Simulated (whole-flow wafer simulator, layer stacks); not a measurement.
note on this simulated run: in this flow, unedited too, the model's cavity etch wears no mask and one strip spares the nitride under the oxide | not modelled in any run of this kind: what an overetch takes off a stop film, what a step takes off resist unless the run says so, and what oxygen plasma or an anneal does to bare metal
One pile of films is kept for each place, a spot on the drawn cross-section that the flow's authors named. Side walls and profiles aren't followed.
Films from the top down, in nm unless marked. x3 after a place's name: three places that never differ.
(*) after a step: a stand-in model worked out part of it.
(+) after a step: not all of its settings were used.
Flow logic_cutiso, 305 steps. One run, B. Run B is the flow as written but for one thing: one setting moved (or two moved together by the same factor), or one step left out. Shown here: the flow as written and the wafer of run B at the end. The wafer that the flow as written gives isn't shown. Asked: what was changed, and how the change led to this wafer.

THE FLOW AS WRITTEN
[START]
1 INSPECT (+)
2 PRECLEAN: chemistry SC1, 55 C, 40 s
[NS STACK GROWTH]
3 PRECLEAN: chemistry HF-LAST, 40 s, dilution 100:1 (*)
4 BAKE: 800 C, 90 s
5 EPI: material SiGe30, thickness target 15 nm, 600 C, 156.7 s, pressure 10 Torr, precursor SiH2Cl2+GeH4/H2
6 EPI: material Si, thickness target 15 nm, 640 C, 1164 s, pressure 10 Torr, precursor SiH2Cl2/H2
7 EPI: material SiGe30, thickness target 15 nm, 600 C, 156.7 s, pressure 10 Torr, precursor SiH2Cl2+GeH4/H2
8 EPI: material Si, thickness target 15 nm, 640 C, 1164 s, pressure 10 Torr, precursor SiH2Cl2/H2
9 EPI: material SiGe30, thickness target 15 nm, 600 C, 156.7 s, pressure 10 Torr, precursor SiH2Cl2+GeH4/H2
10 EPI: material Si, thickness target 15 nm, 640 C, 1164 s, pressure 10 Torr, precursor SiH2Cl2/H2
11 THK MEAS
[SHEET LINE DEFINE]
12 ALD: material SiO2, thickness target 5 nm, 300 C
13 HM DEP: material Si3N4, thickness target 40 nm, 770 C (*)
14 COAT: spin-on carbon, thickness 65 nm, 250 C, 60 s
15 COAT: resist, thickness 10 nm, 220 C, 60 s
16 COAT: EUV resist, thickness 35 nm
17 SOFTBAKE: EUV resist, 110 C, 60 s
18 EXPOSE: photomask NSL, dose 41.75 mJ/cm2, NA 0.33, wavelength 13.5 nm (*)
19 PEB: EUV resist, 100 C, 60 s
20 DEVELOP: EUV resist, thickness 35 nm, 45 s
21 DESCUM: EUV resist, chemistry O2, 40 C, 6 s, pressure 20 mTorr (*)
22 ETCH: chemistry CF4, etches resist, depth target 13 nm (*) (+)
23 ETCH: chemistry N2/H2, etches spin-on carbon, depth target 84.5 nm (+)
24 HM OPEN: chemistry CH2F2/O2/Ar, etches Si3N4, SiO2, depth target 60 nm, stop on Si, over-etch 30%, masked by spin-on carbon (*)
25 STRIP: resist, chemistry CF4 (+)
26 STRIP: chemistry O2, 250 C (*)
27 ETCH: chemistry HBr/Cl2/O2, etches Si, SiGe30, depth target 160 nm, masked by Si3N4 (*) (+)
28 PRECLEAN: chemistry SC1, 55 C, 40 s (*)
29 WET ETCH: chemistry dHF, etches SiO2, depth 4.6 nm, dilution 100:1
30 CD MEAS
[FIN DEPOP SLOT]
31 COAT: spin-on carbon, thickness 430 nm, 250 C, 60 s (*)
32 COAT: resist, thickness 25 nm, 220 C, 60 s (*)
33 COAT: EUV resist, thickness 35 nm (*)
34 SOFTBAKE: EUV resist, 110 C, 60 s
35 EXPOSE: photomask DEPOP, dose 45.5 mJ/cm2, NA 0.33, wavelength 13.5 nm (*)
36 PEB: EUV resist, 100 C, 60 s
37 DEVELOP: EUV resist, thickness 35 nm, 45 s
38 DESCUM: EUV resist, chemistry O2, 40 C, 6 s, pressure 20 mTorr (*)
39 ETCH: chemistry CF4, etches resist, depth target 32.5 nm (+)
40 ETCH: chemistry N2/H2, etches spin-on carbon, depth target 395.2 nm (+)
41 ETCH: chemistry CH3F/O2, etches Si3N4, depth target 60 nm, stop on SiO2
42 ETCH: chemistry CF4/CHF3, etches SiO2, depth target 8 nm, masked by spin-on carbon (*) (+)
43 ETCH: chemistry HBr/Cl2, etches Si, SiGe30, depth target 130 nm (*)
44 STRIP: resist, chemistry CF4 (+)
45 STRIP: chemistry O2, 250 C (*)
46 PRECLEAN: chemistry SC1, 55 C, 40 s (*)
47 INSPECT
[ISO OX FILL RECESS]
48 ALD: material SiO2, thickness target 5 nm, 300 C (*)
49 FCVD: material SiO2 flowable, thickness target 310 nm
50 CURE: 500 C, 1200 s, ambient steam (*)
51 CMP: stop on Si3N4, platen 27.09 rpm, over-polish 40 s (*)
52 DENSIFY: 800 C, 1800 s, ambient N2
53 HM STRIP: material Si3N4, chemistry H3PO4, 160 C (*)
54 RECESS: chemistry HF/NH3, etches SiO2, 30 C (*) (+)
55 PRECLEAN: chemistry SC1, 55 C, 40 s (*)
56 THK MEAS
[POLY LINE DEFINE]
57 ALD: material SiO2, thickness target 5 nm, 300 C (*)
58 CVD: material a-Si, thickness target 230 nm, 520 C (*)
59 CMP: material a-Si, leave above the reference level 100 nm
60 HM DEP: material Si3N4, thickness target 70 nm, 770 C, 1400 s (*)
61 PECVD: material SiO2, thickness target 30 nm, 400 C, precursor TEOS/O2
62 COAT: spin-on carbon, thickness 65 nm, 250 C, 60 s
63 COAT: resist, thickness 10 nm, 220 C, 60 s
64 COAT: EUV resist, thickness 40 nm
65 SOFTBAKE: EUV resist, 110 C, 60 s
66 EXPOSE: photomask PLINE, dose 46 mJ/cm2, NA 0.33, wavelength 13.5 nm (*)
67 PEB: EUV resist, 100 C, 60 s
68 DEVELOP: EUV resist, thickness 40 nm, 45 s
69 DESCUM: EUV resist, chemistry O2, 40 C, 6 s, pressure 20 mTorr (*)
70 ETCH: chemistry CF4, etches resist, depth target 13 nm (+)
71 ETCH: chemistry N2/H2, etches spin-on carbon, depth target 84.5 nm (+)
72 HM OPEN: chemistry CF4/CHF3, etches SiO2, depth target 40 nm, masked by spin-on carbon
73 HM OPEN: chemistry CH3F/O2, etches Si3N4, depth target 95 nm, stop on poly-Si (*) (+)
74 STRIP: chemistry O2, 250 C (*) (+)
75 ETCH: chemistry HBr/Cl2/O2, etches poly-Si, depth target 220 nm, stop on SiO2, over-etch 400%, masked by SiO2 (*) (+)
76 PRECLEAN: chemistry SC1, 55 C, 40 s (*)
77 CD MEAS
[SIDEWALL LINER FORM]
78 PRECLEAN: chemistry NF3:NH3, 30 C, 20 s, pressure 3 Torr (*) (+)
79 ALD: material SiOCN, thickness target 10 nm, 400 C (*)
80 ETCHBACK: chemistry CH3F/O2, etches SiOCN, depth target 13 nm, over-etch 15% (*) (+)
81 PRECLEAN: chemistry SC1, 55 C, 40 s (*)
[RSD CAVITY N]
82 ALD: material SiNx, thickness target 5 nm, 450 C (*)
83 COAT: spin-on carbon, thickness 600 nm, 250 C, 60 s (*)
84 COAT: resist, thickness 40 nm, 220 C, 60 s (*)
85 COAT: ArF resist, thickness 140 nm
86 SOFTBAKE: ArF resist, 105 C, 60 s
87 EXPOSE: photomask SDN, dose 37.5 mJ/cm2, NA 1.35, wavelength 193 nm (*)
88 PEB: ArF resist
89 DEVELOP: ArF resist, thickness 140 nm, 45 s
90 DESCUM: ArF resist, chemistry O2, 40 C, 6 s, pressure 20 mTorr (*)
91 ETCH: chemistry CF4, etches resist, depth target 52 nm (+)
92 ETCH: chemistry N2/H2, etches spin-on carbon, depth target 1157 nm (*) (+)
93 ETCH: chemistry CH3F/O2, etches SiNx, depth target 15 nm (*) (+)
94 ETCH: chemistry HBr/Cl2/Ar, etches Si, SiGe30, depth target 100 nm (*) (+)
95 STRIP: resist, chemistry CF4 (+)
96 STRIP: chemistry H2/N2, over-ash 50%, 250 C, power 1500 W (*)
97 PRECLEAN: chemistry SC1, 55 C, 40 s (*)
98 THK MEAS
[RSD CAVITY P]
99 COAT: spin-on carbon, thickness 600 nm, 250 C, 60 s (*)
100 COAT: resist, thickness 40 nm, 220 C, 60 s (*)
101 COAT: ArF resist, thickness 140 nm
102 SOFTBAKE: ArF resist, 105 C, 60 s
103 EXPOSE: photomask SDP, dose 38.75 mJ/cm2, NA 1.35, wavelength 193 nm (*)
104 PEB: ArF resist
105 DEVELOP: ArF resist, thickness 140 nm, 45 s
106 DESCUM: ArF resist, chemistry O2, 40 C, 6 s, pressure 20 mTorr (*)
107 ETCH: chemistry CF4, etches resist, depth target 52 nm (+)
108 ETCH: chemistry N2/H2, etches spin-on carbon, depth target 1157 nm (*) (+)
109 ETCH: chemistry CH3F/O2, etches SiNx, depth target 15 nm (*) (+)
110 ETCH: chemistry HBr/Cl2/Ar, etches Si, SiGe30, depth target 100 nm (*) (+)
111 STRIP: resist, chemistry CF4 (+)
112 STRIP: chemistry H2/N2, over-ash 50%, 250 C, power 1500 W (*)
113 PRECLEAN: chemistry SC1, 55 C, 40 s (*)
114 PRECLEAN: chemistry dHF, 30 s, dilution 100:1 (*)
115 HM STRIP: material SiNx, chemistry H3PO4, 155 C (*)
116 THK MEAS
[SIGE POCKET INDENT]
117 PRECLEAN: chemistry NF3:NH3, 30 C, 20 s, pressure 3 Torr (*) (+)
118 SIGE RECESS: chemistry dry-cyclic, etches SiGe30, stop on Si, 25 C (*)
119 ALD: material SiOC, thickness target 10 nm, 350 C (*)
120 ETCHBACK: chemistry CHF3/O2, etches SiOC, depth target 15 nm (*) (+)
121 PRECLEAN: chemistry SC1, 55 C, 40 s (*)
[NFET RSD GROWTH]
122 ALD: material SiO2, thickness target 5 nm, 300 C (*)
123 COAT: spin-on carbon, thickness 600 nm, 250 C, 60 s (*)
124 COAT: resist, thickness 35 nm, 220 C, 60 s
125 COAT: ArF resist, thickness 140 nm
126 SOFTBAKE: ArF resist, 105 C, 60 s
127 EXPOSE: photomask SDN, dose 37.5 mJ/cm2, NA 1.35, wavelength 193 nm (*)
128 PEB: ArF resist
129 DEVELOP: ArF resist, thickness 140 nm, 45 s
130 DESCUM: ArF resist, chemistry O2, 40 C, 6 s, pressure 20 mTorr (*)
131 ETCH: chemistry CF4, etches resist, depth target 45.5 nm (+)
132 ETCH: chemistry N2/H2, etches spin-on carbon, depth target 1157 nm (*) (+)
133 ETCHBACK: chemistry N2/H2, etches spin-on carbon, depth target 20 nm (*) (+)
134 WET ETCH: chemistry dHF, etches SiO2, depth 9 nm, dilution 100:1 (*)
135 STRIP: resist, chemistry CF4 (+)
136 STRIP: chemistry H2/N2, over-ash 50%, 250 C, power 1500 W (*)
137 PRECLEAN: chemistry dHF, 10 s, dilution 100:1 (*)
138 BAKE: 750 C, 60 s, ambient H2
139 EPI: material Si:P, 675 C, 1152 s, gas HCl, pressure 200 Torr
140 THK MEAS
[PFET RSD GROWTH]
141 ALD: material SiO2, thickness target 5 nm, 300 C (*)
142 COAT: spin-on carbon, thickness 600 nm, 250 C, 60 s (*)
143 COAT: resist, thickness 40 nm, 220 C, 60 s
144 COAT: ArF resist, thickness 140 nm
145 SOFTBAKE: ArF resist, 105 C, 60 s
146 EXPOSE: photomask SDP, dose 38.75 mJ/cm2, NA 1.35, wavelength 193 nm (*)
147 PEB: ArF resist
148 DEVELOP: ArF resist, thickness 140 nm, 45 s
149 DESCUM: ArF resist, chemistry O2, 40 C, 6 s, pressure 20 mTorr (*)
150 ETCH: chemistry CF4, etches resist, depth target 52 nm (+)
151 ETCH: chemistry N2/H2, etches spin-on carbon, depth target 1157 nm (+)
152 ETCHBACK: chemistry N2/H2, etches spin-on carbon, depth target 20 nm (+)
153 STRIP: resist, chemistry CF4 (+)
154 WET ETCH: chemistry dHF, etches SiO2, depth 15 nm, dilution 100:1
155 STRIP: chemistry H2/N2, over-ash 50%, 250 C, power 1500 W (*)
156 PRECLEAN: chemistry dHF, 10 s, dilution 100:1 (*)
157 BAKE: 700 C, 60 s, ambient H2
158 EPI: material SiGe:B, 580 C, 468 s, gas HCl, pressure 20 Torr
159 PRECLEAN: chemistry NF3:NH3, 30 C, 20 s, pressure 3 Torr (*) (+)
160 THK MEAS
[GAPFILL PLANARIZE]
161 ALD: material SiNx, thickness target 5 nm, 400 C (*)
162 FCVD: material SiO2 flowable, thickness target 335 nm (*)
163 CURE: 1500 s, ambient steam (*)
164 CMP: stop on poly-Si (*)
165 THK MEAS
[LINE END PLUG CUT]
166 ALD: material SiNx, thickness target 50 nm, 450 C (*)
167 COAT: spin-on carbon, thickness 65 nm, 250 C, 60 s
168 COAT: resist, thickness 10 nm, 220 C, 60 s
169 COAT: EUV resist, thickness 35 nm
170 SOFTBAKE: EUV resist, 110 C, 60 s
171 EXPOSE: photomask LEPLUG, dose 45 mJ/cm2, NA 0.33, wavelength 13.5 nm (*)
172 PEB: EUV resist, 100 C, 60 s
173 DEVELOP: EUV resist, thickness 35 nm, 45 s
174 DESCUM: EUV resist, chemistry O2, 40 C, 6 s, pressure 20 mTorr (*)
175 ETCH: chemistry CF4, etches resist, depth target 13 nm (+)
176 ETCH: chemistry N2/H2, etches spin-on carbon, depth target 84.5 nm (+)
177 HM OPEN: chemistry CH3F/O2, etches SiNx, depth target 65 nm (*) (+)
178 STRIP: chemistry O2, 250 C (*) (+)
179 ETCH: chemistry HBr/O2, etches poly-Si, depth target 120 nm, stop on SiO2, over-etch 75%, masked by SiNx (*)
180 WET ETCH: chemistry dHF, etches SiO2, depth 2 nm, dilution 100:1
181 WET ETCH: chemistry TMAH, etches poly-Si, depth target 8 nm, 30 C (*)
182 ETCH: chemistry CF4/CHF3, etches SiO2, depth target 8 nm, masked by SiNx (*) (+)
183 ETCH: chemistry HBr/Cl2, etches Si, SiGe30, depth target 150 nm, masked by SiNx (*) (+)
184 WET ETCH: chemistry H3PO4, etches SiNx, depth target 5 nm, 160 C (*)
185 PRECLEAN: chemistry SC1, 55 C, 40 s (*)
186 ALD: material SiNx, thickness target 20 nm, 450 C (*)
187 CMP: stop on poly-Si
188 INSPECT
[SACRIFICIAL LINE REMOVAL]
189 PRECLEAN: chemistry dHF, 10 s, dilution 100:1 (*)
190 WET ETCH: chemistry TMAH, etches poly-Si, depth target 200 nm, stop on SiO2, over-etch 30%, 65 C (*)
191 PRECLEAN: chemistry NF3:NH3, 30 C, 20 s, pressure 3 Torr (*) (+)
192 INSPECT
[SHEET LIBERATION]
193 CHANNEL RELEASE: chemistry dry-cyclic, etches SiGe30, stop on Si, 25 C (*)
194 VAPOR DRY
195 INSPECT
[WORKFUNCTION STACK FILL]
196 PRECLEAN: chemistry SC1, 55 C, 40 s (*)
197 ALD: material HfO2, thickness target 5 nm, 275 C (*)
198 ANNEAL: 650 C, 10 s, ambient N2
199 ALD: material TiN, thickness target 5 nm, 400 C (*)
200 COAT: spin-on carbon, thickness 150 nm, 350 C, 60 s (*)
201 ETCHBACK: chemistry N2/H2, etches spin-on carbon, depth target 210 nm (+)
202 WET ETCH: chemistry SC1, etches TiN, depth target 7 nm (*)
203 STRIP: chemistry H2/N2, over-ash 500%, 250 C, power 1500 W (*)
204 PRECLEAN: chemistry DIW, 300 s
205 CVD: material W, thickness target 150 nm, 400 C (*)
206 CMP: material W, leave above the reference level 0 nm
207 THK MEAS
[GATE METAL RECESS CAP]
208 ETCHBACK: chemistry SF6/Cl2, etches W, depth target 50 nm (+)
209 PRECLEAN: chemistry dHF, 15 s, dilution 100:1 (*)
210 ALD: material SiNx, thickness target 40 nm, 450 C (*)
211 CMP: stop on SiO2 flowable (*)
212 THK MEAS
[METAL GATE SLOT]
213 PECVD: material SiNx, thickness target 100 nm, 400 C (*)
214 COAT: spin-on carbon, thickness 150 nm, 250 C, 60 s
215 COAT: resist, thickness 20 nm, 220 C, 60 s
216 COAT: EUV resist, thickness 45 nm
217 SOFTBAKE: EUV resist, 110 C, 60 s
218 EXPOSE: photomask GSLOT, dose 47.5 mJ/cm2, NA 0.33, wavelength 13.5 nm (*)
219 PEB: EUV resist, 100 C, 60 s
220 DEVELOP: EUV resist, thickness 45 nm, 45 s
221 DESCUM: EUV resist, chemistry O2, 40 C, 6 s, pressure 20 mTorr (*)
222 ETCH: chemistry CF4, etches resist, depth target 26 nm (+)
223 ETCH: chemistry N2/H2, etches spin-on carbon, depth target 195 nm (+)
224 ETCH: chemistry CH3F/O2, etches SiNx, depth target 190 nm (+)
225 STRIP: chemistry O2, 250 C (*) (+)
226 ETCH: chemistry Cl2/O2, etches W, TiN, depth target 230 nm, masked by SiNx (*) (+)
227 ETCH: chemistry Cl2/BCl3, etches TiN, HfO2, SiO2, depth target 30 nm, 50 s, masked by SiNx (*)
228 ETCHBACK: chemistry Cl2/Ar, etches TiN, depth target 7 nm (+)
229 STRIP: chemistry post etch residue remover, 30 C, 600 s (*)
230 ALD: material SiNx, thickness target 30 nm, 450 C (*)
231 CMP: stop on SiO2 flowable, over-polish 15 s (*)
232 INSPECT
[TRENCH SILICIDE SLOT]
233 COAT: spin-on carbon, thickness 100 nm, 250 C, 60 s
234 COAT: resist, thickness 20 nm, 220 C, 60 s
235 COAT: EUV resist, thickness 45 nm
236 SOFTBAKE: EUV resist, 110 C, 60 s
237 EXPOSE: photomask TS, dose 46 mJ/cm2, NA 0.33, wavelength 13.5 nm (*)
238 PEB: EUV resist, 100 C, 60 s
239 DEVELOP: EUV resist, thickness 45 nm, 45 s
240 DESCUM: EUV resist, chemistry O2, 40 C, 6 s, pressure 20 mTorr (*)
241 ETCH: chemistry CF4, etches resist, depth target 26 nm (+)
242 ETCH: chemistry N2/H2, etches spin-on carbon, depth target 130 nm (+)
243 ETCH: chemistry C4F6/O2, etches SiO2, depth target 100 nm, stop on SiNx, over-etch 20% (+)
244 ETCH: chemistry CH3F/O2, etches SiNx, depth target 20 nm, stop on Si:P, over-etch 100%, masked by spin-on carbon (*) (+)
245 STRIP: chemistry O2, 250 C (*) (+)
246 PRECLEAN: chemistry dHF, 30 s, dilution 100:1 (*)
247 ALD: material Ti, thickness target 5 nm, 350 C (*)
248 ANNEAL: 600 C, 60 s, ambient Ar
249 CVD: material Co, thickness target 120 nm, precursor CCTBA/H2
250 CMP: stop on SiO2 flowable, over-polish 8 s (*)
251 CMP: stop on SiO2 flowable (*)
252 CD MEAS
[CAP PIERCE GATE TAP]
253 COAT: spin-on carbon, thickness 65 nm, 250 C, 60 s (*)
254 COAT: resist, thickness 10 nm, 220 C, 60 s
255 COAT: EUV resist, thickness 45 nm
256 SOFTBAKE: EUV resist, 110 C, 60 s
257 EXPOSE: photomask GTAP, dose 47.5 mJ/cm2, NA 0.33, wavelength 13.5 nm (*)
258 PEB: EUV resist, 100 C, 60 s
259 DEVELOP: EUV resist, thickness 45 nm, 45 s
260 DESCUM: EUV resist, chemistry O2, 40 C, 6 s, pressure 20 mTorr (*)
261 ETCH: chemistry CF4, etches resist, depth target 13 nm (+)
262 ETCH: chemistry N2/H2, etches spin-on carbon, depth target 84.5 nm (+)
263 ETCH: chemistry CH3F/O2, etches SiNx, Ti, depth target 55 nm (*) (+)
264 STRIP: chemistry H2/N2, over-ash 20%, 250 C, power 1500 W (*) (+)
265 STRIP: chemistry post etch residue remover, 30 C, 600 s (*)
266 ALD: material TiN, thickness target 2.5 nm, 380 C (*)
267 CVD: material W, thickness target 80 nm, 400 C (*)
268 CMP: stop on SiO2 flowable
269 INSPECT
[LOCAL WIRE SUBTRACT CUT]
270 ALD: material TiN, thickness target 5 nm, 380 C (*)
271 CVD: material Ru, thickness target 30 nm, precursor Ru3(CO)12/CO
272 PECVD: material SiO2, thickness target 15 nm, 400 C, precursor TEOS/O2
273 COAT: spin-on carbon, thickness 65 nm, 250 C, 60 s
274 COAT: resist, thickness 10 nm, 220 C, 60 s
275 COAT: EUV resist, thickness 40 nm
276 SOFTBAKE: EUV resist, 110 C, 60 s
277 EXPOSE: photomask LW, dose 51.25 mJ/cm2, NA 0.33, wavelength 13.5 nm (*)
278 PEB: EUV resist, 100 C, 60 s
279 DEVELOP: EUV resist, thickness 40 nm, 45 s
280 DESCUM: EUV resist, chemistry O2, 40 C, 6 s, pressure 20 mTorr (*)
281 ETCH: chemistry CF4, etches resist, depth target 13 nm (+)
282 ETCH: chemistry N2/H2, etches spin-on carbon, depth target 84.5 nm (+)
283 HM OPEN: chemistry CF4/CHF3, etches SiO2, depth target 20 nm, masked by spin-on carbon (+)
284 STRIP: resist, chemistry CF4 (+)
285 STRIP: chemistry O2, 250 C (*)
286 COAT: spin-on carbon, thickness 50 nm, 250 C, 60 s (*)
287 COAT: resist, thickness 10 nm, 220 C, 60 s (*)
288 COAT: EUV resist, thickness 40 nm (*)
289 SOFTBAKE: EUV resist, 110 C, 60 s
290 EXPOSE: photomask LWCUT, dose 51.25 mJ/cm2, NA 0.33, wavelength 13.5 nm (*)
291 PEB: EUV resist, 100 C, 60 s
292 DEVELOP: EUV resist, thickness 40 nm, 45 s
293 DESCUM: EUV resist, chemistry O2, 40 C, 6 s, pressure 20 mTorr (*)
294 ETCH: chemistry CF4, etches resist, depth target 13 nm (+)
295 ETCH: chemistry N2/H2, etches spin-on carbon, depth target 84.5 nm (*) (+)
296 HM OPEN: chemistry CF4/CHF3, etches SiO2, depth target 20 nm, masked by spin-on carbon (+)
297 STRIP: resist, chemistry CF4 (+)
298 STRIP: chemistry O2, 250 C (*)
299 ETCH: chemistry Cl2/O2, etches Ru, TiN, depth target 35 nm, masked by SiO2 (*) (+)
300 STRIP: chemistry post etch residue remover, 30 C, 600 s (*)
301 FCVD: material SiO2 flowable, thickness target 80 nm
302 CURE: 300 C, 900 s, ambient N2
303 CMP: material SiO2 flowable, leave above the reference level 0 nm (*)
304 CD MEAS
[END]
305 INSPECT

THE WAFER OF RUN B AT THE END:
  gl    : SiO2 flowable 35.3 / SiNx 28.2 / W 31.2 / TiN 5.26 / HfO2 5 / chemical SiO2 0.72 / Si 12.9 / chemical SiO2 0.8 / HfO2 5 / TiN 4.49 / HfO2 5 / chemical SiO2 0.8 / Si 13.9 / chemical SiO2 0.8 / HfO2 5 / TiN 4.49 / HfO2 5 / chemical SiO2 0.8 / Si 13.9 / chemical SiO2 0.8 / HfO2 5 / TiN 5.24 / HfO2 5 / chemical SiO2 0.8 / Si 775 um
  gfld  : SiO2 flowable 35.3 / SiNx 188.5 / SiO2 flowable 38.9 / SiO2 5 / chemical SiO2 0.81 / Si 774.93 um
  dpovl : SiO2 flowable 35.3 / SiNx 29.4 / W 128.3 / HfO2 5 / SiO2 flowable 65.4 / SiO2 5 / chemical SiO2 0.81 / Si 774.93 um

The cause: step 5, EPI: thickness target 15.8 nm was run, where the flow has thickness target 15 nm; step 5, EPI: 164.5 s was run, where the flow has 156.7 s.

How the change led to this, step by step:
  5 EPI: material SiGe30, thickness target 15 nm, 600 C, 156.7 s, pressure 10 Torr, precursor SiH2Cl2+GeH4/H2
      depop, dpovl, gfld and 19 more: SiGe30 +15.8 (new film) (as written it would be: SiGe30 +15 (new film))
  27 ETCH: chemistry HBr/Cl2/O2, etches Si, SiGe30, depth target 160 nm, masked by Si3N4 (*) (+)
      gfld, gxf, iso, lnri: chemical SiO2 -0.79 (all of it), Si -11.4 (all of it), SiGe30 -15 (all of it), Si -15 (all of it), SiGe30 -15 (all of it), Si -15 (all of it), SiGe30 -15.8 (all of it), Si -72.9 (as written it would be: chemical SiO2 -0.79 (all of it), Si -11.4 (all of it), SiGe30 -15 (all of it), Si -15 (all of it), SiGe30 -15 (all of it), Si -15 (all of it), SiGe30 -15 (all of it), Si -73.6)
      dpovl, nsgap: chemical SiO2 -0.79 (all of it), Si -11.8 (all of it), SiGe30 -15 (all of it), Si -15 (all of it), SiGe30 -15 (all of it), Si -15 (all of it), SiGe30 -15.8 (all of it), Si -72.5 (as written it would be: chemical SiO2 -0.79 (all of it), Si -11.8 (all of it), SiGe30 -15 (all of it), Si -15 (all of it), SiGe30 -15 (all of it), Si -15 (all of it), SiGe30 -15 (all of it), Si -73.2)
      (and at 1 more place)
  43 ETCH: chemistry HBr/Cl2, etches Si, SiGe30, depth target 130 nm (*)
      depop: Si -14 (all of it), SiGe30 -15 (all of it), Si -15 (all of it), SiGe30 -15 (all of it), Si -15 (all of it), SiGe30 -15.8 (all of it), Si -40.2 (as written it would be: Si -14 (all of it), SiGe30 -15 (all of it), Si -15 (all of it), SiGe30 -15 (all of it), Si -15 (all of it), SiGe30 -15 (all of it), Si -41)
  94 ETCH: chemistry HBr/Cl2/Ar, etches Si, SiGe30, depth target 100 nm (*) (+)
      rsdn, rsdx: chemical SiO2 -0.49 (all of it), Si -12.8 (all of it), SiGe30 -15 (all of it), Si -15 (all of it), SiGe30 -15 (all of it), Si -15 (all of it), SiGe30 -15.8 (all of it), Si -11.4 (as written it would be: chemical SiO2 -0.49 (all of it), Si -12.8 (all of it), SiGe30 -15 (all of it), Si -15 (all of it), SiGe30 -15 (all of it), Si -15 (all of it), SiGe30 -15 (all of it), Si -12.2)
  110 ETCH: chemistry HBr/Cl2/Ar, etches Si, SiGe30, depth target 100 nm (*) (+)
      rsdp, rsdw: chemical SiO2 -0.49 (all of it), Si -12.8 (all of it), SiGe30 -15 (all of it), Si -15 (all of it), SiGe30 -15 (all of it), Si -15 (all of it), SiGe30 -15.8 (all of it), Si -11.4 (as written it would be: chemical SiO2 -0.49 (all of it), Si -12.8 (all of it), SiGe30 -15 (all of it), Si -15 (all of it), SiGe30 -15 (all of it), Si -15 (all of it), SiGe30 -15 (all of it), Si -12.2)
  118 SIGE RECESS: chemistry dry-cyclic, etches SiGe30, stop on Si, 25 C (*)
      lnr, lnrp, lnrt: SiOCN -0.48, Si -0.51, cavity +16 (new film), SiGe30 -15 (all of it), Si -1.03, cavity +16 (new film), SiGe30 -15 (all of it), Si -1.03, cavity +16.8 (new film), SiGe30 -15.8 (all of it), Si -0.51 (as written it would be: SiOCN -0.48, Si -0.51, cavity +16 (new film), SiGe30 -15 (all of it), Si -1.03, cavity +16 (new film), SiGe30 -15 (all of it), Si -1.03, cavity +16 (new film), SiGe30 -15 (all of it), Si -0.51)
  119 ALD: material SiOC, thickness target 10 nm, 350 C (*)
      lnr, lnrp, lnrt: SiOC +10 (new film), SiOC +16 (new film), cavity -16 (all of it), SiOC +16 (new film), cavity -16 (all of it), SiOC +16.8 (new film), cavity -16.8 (all of it) (as written it would be: SiOC +10 (new film), SiOC +16 (new film), cavity -16 (all of it), SiOC +16 (new film), cavity -16 (all of it), SiOC +16 (new film), cavity -16 (all of it))
  183 ETCH: chemistry HBr/Cl2, etches Si, SiGe30, depth target 150 nm, masked by SiNx (*) (+)
      plug: Si -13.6 (all of it), SiGe30 -15 (all of it), Si -15 (all of it), SiGe30 -15 (all of it), Si -15 (all of it), SiGe30 -15.8 (all of it), Si -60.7 (as written it would be: Si -13.6 (all of it), SiGe30 -15 (all of it), Si -15 (all of it), SiGe30 -15 (all of it), Si -15 (all of it), SiGe30 -15 (all of it), Si -61.4)
  193 CHANNEL RELEASE: chemistry dry-cyclic, etches SiGe30, stop on Si, 25 C (*)
      gl, glp, gxn, gxp, ns, tap: chemical SiO2 +0.8 (new film), Si -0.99, chemical SiO2 +0.8 (new film), cavity +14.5 (new film), chemical SiO2 +0.8 (new film), SiGe30 -15 (all of it), Si -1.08, chemical SiO2 +0.8 (new film), cavity +14.5 (new film), chemical SiO2 +0.8 (new film), SiGe30 -15 (all of it), Si -1.08, chemical SiO2 +0.8 (new film), cavity +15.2 (new film), chemical SiO2 +0.8 (new film), SiGe30 -15.8 (all of it), Si -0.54 (as written it would be: chemical SiO2 +0.8 (new film), Si -0.99, chemical SiO2 +0.8 (new film), cavity +14.5 (new film), chemical SiO2 +0.8 (new film), SiGe30 -15 (all of it), Si -1.08, chemical SiO2 +0.8 (new film), cavity +14.5 (new film), chemical SiO2 +0.8 (new film), SiGe30 -15 (all of it), Si -1.08, chemical SiO2 +0.8 (new film), cavity +14.5 (new film), chemical SiO2 +0.8 (new film), SiGe30 -15 (all of it), Si -0.54)
  199 ALD: material TiN, thickness target 5 nm, 400 C (*)
      gl, glp, tap: TiN +5.26 (new film), TiN +4.49 (new film), cavity -4.49 (all of it), TiN +4.49 (new film), cavity -4.49 (all of it), TiN +5.24 (new film), cavity -5.24 (all of it) (as written it would be: TiN +5.26 (new film), TiN +4.49 (new film), cavity -4.49 (all of it), TiN +4.49 (new film), cavity -4.49 (all of it), TiN +4.49 (new film), cavity -4.49 (all of it))
      gxn, gxp, ns: TiN +5 (new film), TiN +4.49 (new film), cavity -4.49 (all of it), TiN +4.49 (new film), cavity -4.49 (all of it), TiN +5.24 (new film), cavity -5.24 (all of it) (as written it would be: TiN +5 (new film), TiN +4.49 (new film), cavity -4.49 (all of it), TiN +4.49 (new film), cavity -4.49 (all of it), TiN +4.49 (new film), cavity -4.49 (all of it))
